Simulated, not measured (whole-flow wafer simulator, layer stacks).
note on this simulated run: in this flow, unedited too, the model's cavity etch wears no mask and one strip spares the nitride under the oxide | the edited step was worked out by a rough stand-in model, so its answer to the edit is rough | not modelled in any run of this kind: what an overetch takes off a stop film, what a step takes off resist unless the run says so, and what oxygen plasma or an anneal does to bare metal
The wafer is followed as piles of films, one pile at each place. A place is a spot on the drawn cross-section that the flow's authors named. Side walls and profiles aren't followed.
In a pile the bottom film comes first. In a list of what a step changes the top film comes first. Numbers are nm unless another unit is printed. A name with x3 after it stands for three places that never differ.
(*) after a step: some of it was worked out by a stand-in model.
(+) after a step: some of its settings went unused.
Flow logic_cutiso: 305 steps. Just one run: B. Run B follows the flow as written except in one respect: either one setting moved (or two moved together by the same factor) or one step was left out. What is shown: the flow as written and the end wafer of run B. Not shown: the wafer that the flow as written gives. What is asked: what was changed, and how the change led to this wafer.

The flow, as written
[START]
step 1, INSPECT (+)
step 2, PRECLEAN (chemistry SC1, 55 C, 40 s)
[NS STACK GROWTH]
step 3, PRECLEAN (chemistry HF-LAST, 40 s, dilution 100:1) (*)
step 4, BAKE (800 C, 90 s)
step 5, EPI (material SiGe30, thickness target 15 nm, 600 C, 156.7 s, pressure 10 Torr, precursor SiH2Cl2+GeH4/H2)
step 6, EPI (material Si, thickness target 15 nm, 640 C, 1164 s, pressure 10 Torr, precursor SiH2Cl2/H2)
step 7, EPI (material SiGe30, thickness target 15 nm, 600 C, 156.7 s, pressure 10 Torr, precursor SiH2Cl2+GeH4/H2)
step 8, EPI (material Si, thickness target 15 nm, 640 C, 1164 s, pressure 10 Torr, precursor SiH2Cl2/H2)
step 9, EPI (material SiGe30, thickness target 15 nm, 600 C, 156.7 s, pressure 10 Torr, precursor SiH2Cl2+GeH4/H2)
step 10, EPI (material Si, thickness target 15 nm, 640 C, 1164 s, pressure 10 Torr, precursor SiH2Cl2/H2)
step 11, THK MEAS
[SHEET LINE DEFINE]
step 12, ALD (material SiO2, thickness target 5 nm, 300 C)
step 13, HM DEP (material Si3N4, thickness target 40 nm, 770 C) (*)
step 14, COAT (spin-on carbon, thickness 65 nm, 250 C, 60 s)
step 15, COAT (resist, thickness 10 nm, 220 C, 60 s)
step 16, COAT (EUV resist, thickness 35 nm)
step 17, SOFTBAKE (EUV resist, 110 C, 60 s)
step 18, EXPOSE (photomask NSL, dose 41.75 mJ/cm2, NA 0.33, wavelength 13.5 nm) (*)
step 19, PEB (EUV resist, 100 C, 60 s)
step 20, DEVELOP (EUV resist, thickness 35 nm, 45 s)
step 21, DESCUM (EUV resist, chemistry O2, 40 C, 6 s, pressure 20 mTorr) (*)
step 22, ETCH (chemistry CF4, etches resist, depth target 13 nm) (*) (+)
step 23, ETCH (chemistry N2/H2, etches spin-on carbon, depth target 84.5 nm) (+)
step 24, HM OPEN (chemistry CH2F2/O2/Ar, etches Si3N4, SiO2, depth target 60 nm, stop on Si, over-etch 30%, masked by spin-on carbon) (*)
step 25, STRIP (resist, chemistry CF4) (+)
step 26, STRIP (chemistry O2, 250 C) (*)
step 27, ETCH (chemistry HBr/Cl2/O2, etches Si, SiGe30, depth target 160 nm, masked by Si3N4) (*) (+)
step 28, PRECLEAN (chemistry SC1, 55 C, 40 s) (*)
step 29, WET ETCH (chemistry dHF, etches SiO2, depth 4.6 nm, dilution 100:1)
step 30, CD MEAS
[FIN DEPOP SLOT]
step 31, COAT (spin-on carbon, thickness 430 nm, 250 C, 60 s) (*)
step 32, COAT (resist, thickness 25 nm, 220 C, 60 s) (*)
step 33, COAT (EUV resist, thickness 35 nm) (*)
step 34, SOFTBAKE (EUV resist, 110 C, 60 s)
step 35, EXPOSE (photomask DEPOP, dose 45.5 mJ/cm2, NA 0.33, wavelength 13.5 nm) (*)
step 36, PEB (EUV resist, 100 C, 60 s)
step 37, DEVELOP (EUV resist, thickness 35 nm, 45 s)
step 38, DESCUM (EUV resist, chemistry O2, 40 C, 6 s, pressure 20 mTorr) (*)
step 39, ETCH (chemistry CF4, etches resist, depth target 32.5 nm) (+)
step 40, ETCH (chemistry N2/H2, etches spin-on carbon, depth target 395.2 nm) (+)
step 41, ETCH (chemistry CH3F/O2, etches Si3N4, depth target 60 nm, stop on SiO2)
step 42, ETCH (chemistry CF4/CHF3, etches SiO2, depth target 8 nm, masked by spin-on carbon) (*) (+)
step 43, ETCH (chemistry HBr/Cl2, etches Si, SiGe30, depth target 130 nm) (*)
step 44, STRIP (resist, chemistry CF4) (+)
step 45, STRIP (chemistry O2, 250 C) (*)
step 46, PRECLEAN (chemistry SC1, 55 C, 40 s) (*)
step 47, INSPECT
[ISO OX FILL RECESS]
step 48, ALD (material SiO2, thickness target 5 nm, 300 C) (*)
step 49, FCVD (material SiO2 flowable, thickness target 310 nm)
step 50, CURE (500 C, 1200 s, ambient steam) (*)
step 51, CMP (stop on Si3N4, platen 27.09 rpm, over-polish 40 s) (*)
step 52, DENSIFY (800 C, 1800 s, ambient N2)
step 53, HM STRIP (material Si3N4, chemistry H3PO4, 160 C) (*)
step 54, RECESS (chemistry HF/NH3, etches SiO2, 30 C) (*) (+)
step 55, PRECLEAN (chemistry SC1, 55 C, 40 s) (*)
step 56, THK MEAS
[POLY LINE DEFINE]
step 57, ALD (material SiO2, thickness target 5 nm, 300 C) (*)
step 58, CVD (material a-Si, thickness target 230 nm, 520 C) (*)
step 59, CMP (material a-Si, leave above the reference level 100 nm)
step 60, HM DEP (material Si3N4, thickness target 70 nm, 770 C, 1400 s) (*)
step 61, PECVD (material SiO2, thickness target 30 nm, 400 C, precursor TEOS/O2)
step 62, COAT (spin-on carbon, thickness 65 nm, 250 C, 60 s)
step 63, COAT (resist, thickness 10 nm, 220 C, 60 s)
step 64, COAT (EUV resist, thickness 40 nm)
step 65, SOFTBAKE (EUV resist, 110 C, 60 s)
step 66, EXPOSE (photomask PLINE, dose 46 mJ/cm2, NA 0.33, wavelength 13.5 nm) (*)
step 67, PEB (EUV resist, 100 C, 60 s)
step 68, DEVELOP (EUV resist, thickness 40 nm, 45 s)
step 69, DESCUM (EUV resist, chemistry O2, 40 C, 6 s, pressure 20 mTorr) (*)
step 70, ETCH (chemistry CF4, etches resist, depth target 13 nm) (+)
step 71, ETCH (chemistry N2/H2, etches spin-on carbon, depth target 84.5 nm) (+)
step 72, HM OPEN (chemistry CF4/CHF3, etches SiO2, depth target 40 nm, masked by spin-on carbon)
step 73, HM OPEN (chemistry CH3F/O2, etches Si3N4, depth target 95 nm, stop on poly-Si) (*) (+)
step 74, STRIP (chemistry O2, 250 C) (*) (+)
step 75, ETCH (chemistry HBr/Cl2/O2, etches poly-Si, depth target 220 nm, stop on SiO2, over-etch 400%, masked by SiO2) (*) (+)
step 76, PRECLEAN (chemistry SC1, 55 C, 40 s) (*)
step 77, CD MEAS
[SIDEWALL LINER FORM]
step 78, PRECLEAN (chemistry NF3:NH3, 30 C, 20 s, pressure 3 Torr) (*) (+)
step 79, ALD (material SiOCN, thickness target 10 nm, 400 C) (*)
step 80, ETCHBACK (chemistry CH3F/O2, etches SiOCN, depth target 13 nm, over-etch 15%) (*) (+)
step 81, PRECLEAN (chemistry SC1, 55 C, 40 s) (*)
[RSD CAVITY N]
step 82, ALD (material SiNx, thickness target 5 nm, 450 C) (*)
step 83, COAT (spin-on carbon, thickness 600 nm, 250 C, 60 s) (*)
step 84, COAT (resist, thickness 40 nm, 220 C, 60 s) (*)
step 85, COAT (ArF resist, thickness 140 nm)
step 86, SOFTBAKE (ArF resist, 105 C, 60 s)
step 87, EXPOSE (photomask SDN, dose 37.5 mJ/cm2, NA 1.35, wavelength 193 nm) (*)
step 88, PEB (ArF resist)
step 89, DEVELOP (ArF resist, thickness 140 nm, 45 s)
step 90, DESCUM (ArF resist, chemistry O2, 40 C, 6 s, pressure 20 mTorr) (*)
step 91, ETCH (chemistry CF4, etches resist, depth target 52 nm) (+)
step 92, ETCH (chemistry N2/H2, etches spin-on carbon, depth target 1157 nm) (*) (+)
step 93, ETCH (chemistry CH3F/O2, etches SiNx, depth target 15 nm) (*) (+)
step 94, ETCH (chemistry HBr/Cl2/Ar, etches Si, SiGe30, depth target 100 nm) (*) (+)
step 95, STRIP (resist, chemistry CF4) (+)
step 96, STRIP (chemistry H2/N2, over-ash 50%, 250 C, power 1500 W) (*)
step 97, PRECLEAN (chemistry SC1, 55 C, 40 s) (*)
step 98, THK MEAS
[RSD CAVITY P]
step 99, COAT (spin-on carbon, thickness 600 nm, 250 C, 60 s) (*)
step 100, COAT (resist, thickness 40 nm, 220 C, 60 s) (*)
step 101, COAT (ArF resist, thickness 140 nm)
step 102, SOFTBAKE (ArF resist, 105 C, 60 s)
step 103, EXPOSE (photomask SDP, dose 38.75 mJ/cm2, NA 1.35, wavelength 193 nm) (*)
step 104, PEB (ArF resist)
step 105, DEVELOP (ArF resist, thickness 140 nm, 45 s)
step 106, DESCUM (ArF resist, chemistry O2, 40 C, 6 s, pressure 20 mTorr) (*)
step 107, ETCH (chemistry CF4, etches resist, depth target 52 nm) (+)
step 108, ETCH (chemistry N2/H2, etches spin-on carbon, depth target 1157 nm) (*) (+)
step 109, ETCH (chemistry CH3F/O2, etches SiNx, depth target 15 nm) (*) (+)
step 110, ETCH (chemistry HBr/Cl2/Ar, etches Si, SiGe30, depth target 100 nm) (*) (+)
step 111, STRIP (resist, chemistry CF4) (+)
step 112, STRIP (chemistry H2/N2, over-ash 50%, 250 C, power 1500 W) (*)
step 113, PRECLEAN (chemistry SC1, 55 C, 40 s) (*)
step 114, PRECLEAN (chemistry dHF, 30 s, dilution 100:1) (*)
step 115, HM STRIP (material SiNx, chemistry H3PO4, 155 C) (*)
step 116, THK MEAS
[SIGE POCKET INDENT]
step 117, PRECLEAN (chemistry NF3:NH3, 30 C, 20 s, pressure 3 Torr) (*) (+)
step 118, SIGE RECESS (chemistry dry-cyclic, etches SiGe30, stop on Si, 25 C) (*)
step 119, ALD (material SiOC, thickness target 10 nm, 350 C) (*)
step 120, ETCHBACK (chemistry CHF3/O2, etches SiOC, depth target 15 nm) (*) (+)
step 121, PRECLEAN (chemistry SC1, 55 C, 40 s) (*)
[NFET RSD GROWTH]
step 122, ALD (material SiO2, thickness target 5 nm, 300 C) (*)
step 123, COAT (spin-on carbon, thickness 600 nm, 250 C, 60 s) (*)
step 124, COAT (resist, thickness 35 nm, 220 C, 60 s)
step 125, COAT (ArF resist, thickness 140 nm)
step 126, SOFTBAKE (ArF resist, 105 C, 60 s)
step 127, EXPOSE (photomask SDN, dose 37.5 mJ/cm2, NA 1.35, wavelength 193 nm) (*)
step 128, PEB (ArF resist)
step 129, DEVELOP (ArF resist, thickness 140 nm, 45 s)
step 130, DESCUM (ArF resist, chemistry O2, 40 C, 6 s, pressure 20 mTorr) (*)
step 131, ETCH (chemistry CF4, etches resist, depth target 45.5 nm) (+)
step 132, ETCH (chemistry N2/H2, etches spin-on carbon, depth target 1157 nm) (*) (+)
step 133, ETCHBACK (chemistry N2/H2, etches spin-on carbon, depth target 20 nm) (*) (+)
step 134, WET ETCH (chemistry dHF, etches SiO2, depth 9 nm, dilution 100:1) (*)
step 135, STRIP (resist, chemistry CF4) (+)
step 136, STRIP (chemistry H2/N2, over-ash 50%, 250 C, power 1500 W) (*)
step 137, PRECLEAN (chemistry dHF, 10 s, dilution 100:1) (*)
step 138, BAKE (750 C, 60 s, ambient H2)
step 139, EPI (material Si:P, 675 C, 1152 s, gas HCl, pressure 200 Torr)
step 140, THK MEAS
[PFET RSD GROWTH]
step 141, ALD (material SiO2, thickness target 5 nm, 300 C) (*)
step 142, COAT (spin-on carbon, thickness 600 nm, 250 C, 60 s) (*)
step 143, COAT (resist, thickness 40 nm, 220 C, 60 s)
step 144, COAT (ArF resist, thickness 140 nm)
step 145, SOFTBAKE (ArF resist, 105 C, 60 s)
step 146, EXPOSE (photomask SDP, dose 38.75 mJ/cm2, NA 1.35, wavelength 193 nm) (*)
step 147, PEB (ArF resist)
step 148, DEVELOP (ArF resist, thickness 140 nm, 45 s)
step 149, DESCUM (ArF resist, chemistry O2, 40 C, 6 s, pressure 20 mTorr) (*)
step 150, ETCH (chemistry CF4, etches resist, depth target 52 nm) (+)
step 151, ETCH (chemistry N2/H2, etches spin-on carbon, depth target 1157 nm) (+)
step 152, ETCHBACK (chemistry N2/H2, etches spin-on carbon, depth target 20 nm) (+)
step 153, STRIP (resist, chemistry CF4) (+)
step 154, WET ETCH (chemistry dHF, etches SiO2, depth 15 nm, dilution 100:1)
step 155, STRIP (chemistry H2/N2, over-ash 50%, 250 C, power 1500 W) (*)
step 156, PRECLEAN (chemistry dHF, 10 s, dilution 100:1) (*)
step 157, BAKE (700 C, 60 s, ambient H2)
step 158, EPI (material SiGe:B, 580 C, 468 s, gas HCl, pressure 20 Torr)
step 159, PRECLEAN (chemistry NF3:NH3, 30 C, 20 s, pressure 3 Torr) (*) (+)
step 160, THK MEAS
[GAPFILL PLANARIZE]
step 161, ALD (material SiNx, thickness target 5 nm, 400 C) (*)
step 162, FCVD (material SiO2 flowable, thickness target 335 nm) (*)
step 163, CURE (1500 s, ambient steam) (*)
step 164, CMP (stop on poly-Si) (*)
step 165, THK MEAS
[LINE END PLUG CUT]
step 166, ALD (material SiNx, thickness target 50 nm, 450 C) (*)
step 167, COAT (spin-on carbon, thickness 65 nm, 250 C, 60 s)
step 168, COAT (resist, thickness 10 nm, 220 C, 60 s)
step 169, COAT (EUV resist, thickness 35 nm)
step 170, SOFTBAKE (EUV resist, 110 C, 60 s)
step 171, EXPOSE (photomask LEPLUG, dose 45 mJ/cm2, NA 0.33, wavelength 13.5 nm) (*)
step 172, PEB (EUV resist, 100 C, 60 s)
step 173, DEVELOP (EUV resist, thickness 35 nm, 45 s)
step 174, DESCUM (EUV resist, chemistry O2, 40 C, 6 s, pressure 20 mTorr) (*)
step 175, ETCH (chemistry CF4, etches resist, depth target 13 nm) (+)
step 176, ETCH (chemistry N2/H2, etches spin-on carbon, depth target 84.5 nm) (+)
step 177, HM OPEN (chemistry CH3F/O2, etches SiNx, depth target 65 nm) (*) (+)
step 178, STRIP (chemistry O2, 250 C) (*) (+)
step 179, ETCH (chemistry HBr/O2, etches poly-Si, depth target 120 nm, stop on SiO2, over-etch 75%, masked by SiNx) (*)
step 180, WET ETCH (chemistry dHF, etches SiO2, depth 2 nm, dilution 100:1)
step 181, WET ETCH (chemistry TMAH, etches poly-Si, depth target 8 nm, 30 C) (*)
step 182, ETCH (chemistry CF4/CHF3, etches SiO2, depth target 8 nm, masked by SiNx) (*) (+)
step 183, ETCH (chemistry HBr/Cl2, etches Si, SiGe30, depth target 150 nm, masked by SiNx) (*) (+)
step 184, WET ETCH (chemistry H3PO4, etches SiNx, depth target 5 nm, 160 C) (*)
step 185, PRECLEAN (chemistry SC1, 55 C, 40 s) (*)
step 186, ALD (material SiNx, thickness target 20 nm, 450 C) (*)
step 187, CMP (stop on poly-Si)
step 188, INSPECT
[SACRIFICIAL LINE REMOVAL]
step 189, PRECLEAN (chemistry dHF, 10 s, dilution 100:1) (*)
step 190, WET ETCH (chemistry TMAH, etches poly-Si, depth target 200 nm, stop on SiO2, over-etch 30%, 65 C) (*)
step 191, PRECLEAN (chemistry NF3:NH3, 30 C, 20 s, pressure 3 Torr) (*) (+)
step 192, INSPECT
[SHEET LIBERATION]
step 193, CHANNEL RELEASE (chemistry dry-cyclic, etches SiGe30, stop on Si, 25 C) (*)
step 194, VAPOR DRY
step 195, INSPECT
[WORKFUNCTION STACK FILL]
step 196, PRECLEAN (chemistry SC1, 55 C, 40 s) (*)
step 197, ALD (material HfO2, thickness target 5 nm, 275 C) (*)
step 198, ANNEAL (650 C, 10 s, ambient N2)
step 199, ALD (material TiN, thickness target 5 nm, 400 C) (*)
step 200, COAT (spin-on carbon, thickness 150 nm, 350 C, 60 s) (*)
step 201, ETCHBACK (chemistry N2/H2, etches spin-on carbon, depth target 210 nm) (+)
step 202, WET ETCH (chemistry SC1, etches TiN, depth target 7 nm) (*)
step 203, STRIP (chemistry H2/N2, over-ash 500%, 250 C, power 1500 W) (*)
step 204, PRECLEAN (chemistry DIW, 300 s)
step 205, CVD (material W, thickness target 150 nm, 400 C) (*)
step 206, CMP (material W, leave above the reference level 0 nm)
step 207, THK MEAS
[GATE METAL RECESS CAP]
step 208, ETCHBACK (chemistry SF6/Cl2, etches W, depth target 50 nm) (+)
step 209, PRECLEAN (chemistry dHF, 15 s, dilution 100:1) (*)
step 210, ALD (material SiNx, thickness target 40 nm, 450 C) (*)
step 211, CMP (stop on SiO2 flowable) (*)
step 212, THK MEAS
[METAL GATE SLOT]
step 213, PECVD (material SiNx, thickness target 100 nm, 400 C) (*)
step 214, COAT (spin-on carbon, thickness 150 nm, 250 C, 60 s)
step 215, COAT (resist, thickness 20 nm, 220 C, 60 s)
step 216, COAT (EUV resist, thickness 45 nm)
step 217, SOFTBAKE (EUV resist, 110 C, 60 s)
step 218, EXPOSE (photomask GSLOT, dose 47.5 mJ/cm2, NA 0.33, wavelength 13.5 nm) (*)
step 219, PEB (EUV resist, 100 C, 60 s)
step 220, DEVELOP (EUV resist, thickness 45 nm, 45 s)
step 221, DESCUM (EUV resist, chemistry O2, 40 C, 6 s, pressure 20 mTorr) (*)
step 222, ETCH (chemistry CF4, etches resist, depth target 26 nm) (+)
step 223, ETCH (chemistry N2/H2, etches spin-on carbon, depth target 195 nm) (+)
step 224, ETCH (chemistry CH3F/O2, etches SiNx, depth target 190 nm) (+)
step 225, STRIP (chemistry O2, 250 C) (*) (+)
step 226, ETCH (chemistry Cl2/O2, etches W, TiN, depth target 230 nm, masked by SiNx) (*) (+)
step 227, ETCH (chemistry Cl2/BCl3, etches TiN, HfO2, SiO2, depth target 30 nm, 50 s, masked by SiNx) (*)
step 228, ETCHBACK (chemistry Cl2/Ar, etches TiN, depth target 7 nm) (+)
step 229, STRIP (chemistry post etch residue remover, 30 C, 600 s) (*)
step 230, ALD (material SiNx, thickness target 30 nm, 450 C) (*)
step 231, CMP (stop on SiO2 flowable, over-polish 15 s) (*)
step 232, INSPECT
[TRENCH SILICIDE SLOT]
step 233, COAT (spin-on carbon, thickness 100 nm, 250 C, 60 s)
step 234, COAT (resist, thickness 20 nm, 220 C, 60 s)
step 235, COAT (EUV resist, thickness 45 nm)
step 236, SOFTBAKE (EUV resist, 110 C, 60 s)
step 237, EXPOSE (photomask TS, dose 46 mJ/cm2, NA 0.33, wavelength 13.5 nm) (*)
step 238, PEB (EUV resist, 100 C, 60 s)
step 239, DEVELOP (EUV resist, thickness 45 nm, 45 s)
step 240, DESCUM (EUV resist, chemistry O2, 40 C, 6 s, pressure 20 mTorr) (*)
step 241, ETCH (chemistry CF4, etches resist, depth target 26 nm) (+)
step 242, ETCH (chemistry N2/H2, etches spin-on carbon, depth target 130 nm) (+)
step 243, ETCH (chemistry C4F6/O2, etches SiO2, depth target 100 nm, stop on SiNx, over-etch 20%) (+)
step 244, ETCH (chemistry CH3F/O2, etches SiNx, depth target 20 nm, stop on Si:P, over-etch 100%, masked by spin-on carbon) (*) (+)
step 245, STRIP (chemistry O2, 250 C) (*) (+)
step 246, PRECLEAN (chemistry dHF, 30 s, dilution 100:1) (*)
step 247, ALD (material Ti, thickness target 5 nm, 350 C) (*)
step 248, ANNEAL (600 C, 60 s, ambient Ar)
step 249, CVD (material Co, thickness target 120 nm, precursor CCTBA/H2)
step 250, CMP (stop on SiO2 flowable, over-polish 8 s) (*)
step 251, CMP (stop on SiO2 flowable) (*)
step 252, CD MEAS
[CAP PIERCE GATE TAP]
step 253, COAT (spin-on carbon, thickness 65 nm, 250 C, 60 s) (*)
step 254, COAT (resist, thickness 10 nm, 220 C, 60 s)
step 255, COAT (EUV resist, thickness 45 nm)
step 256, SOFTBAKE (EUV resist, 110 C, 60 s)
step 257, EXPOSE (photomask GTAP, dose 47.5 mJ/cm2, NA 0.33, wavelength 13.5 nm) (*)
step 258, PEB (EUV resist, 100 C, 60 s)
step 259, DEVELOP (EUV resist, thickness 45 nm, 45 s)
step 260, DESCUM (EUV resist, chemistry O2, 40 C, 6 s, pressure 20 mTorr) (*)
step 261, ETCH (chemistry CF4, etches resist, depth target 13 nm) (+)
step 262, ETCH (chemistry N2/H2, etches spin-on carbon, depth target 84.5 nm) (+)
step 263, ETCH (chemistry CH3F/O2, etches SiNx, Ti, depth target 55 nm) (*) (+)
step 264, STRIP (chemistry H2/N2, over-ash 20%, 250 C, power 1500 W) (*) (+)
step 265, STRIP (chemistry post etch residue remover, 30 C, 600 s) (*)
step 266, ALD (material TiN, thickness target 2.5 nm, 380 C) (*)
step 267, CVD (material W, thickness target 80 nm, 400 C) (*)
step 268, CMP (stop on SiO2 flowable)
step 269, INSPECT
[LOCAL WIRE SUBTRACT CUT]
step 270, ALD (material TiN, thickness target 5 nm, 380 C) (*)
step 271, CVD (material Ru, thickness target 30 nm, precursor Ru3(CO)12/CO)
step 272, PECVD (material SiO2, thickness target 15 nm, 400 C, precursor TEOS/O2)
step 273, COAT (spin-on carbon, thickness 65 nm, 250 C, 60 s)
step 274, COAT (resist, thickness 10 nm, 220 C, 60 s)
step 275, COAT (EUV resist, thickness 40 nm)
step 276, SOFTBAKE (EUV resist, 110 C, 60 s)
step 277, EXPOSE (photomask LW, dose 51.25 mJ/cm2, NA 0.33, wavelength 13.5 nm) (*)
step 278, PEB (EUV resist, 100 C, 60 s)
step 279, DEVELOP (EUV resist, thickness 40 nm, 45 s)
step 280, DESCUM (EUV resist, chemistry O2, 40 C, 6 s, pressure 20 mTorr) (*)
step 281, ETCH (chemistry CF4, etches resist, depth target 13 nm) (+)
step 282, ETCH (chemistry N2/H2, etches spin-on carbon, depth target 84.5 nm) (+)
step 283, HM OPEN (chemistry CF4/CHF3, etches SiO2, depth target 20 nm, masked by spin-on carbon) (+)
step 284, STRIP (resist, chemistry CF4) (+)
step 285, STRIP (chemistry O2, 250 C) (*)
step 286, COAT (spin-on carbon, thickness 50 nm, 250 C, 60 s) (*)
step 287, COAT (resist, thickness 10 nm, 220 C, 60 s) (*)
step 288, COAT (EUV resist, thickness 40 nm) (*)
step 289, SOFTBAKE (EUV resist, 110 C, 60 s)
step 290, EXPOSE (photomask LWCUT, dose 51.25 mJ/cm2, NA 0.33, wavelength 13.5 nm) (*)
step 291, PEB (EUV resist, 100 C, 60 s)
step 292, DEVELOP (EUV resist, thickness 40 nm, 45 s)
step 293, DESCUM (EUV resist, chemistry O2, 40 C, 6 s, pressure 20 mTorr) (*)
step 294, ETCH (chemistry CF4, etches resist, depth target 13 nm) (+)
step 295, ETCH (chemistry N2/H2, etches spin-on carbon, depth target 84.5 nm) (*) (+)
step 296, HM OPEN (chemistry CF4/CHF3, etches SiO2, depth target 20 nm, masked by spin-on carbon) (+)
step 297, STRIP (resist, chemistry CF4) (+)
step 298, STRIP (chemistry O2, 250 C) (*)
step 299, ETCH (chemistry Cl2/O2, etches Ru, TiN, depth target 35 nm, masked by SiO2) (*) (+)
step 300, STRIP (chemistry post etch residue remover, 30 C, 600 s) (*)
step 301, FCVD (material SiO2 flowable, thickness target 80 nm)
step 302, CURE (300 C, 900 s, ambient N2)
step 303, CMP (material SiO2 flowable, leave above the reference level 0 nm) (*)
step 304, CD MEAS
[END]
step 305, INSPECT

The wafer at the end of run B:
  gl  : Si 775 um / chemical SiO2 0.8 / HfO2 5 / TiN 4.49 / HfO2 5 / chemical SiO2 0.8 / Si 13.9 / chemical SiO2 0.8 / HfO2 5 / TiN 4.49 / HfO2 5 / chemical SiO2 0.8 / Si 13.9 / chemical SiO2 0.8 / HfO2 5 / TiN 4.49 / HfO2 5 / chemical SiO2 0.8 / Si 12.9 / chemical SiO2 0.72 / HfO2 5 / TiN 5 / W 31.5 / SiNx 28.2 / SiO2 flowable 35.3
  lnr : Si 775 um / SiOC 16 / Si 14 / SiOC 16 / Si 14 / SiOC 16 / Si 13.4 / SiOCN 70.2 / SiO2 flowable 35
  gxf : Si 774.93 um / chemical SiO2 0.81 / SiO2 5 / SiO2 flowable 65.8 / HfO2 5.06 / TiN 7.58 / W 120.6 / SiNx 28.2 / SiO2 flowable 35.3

Cause: step 75, ETCH: over-etch 280% was run, while the flow as written has over-etch 400%.

The path from the change to this, step by step:
  step 75, ETCH (chemistry HBr/Cl2/O2, etches poly-Si, depth target 220 nm, stop on SiO2, over-etch 400%, masked by SiO2) (*) (+)
      lnr, lnrp, lnrt, rsdn, rsdp, rsdw, rsdx: -0.79 chemical SiO2 (all of it), -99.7 poly-Si (all of it), -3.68 SiO2 (in the flow as written it would be: -0.79 chemical SiO2 (all of it), -99.7 poly-Si (all of it), -5 SiO2 (all of it))
      depop, dpovl, gfld and 10 more: -8.44 SiO2 (in the flow as written it would be: -9.58 SiO2)
      (also at 2 further places)
  step 78, PRECLEAN (chemistry NF3:NH3, 30 C, 20 s, pressure 3 Torr) (*) (+)
      lnr, lnrp, lnrt, rsdn, rsdp, rsdw, rsdx: -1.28 SiO2 (all of it), -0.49 chemical SiO2 (all of it) (in the flow as written it would be: -0.52 chemical SiO2 (all of it))
      iso, lnri: -1.73 SiO2 (all of it), -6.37 SiO2 flowable (in the flow as written it would be: -0.41 SiO2 (all of it), -7.89 SiO2 flowable)
  step 120, ETCHBACK (chemistry CHF3/O2, etches SiOC, depth target 15 nm) (*) (+)
      gl, tap: -10 SiOC (all of it), -5 SiO2 (in the flow as written it would be: -10 SiOC (all of it), -4.21 SiO2 (all of it), -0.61 Si3N4)
      glp: -10 SiOC (all of it), -5 SiO2 (in the flow as written it would be: -10 SiOC (all of it), -4.25 SiO2 (all of it), -0.58 Si3N4)
      (also at 2 further places)
  step 122, ALD (material SiO2, thickness target 5 nm, 300 C) (*)
      gl, glp, tap: +5 SiO2 (in the flow as written it would be: +5 SiO2 (new film))
      gxn: +6.89 SiO2 (in the flow as written it would be: +6.76 SiO2 (new film))
      (also at 1 further place)
  step 133, ETCHBACK (chemistry N2/H2, etches spin-on carbon, depth target 20 nm) (*) (+)
      gxn: -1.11 SiO2 (in the flow as written it would be: -0.7 SiO2 (all of it), -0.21 Si3N4)
  step 134, WET ETCH (chemistry dHF, etches SiO2, depth 9 nm, dilution 100:1) (*)
      gxn: -0.99 SiO2 (all of it), -0.23 Si3N4 (in the flow as written it would be: -0.34 Si3N4)
  step 141, ALD (material SiO2, thickness target 5 nm, 300 C) (*)
      gxn: +10.9 SiO2 (new film) (in the flow as written it would be: +10.1 SiO2 (new film))
  step 153, STRIP (resist, chemistry CF4) (+)
      gxp: -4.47 SiO2 (all of it) (in the flow as written it would be: -3.06 SiO2 (all of it))
  step 161, ALD (material SiNx, thickness target 5 nm, 400 C) (*)
      gxp: +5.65 SiNx (new film) (in the flow as written it would be: +5 SiNx (new film))
  step 164, CMP (stop on poly-Si) (*)
      depop, dpovl, isow, ns, nsgap: -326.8 SiO2 flowable (all of it), -5 SiNx (all of it), -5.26 SiO2 (all of it), -70 Si3N4 (all of it) (in the flow as written it would be: -326.8 SiO2 flowable (all of it), -5 SiNx (all of it), -4.13 SiO2 (all of it), -70 Si3N4 (all of it))
      gxf, plug: -251.8 SiO2 flowable (all of it), -5 SiNx (all of it), -5.26 SiO2 (all of it), -70 Si3N4 (all of it) (in the flow as written it would be: -251.9 SiO2 flowable (all of it), -5 SiNx (all of it), -4.13 SiO2 (all of it), -70 Si3N4 (all of it))
      (also at 3 further places)
  step 197, ALD (material HfO2, thickness target 5 nm, 275 C) (*)
      gxf: +5.06 HfO2 (new film) (in the flow as written it would be: +7.7 HfO2 (new film))
  step 199, ALD (material TiN, thickness target 5 nm, 400 C) (*)
      gxf: +7.58 TiN (new film) (in the flow as written it would be: +5 TiN (new film))
